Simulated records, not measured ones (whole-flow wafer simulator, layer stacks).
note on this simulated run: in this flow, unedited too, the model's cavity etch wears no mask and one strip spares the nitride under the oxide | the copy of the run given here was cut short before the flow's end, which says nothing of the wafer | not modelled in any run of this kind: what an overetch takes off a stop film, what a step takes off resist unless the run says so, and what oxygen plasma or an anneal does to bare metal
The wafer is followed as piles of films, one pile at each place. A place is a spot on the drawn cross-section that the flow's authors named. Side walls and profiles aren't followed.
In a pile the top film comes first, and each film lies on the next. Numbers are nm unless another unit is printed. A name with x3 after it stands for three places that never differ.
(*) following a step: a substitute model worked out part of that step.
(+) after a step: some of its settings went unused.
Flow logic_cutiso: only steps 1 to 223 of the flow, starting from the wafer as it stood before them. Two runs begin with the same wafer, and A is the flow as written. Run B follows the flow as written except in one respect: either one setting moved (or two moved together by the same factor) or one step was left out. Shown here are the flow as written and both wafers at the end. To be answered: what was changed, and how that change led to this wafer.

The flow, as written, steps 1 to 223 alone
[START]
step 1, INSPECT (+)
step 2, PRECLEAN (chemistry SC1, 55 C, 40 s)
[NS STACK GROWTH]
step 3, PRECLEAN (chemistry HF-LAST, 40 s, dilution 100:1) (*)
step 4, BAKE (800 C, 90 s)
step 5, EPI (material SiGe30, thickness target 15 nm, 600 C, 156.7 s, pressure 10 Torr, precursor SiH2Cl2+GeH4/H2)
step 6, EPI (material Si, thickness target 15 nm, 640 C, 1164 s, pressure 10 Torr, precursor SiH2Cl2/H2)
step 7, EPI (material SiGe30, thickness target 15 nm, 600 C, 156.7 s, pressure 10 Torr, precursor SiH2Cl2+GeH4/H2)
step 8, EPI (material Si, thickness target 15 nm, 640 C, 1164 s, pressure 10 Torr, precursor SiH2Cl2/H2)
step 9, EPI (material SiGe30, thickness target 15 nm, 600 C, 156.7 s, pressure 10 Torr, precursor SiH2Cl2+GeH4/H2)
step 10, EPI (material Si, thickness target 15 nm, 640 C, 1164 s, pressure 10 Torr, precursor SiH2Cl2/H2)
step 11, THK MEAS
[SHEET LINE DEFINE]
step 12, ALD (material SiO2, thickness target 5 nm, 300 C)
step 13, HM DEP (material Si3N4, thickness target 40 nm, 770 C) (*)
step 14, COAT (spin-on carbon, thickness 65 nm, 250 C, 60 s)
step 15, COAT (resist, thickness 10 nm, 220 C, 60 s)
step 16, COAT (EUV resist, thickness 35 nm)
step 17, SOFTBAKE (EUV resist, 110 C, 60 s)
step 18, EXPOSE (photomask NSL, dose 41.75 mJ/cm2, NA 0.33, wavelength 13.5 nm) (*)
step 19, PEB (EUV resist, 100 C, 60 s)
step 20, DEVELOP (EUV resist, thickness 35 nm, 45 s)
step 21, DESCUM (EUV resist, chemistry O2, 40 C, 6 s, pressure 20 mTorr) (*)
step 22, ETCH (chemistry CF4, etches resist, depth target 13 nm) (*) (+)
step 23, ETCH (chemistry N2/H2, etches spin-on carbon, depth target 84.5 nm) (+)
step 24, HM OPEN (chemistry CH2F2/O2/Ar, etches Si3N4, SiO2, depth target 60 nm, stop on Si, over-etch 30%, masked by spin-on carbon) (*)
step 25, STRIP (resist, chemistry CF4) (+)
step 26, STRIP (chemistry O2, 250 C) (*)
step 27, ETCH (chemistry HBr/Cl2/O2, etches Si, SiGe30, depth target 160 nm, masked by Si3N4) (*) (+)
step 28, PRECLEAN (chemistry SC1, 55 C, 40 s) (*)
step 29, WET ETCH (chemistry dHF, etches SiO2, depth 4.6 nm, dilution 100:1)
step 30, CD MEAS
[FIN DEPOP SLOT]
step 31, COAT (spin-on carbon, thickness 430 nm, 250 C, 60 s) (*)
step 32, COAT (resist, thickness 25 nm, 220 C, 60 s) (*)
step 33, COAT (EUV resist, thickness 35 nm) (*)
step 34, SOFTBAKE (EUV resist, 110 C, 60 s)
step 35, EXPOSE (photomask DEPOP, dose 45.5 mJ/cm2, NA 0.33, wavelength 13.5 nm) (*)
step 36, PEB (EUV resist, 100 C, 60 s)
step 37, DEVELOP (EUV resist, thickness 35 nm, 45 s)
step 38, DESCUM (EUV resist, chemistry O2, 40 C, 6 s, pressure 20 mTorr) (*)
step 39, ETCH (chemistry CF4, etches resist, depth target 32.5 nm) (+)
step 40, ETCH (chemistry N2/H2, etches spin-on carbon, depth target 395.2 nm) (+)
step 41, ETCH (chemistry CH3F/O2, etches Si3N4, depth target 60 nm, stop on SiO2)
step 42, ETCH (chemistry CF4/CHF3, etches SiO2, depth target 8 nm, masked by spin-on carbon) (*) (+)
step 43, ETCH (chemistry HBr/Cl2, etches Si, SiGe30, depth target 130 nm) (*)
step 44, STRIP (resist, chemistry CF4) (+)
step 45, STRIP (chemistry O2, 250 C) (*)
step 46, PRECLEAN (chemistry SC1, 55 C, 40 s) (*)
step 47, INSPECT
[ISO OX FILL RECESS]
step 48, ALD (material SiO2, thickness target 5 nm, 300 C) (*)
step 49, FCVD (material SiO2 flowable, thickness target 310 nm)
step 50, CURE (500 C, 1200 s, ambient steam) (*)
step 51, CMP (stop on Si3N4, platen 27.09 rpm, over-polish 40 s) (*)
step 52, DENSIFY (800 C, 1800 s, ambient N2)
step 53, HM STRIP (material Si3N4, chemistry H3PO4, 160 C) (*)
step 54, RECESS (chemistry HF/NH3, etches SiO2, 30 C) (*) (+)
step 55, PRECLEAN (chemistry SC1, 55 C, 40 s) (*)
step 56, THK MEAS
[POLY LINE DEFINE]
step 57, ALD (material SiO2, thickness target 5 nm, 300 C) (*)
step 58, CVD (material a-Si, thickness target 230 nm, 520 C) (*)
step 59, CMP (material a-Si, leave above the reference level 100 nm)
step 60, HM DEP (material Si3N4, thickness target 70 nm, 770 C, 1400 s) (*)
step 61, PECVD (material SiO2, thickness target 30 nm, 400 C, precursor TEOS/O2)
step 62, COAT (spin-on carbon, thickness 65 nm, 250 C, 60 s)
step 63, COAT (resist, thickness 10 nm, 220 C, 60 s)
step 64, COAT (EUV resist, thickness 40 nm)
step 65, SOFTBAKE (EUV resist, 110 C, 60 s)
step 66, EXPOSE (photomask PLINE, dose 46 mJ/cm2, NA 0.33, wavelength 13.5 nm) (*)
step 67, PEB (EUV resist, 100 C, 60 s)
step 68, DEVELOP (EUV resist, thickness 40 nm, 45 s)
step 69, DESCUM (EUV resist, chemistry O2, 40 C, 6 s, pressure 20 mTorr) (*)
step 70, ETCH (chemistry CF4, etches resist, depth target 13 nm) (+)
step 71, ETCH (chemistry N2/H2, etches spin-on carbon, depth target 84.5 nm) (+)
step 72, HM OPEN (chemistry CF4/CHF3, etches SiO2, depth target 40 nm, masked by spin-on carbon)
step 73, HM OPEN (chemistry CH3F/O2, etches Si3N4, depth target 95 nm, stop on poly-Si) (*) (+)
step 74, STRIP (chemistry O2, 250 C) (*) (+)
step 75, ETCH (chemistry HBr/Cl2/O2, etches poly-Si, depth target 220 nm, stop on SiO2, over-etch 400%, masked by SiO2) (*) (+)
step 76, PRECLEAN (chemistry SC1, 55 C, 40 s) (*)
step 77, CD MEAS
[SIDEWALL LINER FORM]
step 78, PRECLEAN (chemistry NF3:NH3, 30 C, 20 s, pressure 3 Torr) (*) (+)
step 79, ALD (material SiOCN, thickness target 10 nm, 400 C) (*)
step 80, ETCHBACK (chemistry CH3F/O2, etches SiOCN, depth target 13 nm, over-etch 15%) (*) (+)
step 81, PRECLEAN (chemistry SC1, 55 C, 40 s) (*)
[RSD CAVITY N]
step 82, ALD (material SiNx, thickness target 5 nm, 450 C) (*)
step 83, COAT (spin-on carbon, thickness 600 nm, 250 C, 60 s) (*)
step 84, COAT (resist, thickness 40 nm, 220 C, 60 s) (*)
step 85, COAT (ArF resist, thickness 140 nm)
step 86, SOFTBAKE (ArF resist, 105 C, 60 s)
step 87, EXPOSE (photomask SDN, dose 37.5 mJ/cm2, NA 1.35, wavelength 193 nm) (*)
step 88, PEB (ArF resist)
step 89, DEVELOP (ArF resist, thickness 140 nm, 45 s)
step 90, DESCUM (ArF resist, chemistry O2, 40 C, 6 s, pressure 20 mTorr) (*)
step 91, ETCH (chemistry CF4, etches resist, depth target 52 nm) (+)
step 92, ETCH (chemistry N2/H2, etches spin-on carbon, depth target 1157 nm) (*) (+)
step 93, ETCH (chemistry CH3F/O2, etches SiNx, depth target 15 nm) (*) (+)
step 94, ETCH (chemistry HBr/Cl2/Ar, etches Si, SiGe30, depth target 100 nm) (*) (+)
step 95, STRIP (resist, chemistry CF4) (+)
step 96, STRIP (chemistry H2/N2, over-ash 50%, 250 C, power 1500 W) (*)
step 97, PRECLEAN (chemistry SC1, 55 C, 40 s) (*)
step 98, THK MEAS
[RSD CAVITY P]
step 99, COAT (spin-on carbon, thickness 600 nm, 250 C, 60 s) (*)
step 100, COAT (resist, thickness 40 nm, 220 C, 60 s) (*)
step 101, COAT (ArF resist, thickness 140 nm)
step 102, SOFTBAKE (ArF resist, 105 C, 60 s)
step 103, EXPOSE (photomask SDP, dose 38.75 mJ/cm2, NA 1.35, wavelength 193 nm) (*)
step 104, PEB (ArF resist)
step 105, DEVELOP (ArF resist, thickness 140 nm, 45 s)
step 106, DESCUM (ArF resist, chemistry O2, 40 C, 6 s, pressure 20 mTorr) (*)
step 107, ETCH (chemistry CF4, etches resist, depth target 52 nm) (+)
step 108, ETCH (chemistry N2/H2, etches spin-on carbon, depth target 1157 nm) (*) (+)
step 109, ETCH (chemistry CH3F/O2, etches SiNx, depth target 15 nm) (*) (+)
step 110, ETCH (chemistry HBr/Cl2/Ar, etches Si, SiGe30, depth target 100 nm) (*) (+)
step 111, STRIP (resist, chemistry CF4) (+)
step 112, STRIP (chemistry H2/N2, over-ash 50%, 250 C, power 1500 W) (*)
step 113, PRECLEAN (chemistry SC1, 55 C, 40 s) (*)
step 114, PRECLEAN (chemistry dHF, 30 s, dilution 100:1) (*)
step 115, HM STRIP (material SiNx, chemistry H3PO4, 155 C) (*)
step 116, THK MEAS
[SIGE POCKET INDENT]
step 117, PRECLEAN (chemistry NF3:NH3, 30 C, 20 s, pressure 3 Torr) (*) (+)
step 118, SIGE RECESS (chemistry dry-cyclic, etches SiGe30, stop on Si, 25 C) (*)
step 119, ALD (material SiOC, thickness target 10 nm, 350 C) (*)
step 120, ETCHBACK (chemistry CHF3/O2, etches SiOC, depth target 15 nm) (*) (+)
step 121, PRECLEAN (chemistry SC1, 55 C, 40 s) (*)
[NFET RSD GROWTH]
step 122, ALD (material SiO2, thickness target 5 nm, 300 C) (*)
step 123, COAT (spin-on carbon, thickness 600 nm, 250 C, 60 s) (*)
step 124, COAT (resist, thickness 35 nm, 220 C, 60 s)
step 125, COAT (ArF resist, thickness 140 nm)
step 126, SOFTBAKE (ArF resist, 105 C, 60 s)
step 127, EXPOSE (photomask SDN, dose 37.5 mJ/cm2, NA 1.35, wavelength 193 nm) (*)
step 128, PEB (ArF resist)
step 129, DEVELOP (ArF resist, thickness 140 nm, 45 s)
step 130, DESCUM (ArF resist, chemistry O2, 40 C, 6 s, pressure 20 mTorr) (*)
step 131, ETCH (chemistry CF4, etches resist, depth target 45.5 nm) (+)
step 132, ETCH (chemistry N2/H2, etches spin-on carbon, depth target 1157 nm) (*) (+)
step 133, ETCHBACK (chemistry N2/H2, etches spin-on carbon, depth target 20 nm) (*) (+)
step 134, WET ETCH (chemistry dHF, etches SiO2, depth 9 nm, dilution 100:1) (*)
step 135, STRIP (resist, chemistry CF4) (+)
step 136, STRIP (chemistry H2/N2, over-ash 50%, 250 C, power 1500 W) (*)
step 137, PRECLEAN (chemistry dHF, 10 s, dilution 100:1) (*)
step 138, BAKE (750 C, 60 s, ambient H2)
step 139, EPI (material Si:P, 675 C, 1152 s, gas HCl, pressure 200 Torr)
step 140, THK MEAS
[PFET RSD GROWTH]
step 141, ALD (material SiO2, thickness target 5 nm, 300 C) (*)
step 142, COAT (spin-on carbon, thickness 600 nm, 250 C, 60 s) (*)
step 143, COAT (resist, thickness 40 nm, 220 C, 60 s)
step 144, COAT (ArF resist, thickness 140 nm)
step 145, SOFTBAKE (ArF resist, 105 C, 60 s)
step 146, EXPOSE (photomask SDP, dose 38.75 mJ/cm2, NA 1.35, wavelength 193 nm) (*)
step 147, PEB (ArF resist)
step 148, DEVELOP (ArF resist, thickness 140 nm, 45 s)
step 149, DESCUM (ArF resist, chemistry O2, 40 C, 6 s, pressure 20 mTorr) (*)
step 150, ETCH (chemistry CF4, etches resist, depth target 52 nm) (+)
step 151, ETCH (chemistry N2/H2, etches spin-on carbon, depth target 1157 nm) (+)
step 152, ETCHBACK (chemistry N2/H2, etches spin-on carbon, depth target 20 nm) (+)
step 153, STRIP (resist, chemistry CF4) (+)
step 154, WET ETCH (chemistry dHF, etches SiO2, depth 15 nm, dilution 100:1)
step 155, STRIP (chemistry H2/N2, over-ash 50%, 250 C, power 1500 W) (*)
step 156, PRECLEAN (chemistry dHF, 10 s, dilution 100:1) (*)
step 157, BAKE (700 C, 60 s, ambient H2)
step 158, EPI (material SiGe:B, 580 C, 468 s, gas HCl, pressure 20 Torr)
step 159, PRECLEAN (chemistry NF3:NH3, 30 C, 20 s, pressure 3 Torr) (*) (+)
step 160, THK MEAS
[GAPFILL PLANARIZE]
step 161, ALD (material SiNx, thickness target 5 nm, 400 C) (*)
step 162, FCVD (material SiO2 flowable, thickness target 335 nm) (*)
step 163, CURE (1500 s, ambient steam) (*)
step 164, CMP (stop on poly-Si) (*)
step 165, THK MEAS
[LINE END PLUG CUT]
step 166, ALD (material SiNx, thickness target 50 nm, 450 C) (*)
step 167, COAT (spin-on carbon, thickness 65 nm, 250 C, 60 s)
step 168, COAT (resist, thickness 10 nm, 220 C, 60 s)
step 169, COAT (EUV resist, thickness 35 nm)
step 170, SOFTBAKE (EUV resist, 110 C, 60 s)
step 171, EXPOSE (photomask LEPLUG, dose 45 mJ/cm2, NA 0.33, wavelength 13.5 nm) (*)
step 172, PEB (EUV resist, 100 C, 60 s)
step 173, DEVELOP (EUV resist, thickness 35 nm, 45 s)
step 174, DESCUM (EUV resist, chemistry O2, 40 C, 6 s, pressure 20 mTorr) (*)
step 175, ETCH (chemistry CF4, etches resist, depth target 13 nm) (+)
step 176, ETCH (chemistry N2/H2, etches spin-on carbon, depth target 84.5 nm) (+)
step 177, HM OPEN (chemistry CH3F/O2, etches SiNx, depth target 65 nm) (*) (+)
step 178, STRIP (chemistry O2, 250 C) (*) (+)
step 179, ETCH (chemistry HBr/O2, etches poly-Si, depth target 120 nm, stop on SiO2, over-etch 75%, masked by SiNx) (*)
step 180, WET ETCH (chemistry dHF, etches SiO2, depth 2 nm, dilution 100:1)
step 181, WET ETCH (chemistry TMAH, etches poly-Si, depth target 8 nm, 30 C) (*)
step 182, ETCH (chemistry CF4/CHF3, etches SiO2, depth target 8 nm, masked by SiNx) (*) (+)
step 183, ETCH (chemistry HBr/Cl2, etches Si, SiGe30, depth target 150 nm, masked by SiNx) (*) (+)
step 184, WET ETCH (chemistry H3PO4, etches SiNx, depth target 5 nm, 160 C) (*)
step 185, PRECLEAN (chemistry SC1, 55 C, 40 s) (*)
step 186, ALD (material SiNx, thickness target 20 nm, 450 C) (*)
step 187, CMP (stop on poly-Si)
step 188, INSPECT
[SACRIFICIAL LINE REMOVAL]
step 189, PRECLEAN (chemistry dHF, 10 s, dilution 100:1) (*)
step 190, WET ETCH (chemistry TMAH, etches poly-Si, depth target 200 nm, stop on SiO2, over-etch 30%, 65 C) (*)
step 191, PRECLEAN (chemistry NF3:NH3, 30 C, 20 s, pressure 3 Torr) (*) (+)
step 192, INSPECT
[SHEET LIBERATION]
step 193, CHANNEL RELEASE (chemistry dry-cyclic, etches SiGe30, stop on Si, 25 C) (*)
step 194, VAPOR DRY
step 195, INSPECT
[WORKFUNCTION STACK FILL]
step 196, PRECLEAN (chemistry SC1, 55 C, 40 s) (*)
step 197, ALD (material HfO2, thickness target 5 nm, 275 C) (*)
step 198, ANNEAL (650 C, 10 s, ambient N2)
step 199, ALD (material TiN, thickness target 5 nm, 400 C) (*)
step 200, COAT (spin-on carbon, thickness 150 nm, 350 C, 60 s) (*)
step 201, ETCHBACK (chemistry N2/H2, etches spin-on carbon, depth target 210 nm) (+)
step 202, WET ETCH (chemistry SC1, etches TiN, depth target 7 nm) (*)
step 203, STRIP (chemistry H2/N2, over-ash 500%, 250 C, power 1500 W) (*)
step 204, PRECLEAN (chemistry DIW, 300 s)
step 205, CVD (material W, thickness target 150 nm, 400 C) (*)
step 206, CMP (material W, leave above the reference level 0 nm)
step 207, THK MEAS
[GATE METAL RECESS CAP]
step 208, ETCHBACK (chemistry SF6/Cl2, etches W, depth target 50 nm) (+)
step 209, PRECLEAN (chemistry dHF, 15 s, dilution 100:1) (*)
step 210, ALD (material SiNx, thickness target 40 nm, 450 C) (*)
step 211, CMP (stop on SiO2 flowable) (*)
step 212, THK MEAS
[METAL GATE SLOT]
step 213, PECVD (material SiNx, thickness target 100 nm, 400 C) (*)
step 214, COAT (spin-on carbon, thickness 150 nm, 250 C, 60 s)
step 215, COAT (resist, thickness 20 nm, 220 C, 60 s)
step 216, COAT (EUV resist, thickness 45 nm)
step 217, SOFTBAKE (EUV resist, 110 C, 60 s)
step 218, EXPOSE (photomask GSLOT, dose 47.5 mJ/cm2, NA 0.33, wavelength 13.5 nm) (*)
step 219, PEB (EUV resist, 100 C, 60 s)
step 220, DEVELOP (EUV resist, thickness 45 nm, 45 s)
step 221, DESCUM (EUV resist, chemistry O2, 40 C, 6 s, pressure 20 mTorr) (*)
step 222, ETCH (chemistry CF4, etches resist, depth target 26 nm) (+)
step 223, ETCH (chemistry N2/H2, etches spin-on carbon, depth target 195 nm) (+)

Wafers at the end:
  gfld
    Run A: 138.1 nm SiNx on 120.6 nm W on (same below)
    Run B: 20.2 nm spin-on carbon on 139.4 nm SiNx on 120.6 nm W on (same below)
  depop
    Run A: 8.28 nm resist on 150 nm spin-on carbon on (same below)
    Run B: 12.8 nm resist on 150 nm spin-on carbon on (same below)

Cause: step 223, ETCH: depth target 126.8 nm was run, whereas the flow has depth target 195 nm.

The path from the change to this, step by step:
  step 223, ETCH (chemistry N2/H2, etches spin-on carbon, depth target 195 nm) (+)
      gfld: A -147 spin-on carbon (all of it), -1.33 SiNx | B -126.8 spin-on carbon
      depop, dpovl, gl and 18 more: A -26 EUV resist (all of it), -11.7 resist | B -26 EUV resist (all of it), -7.17 resist
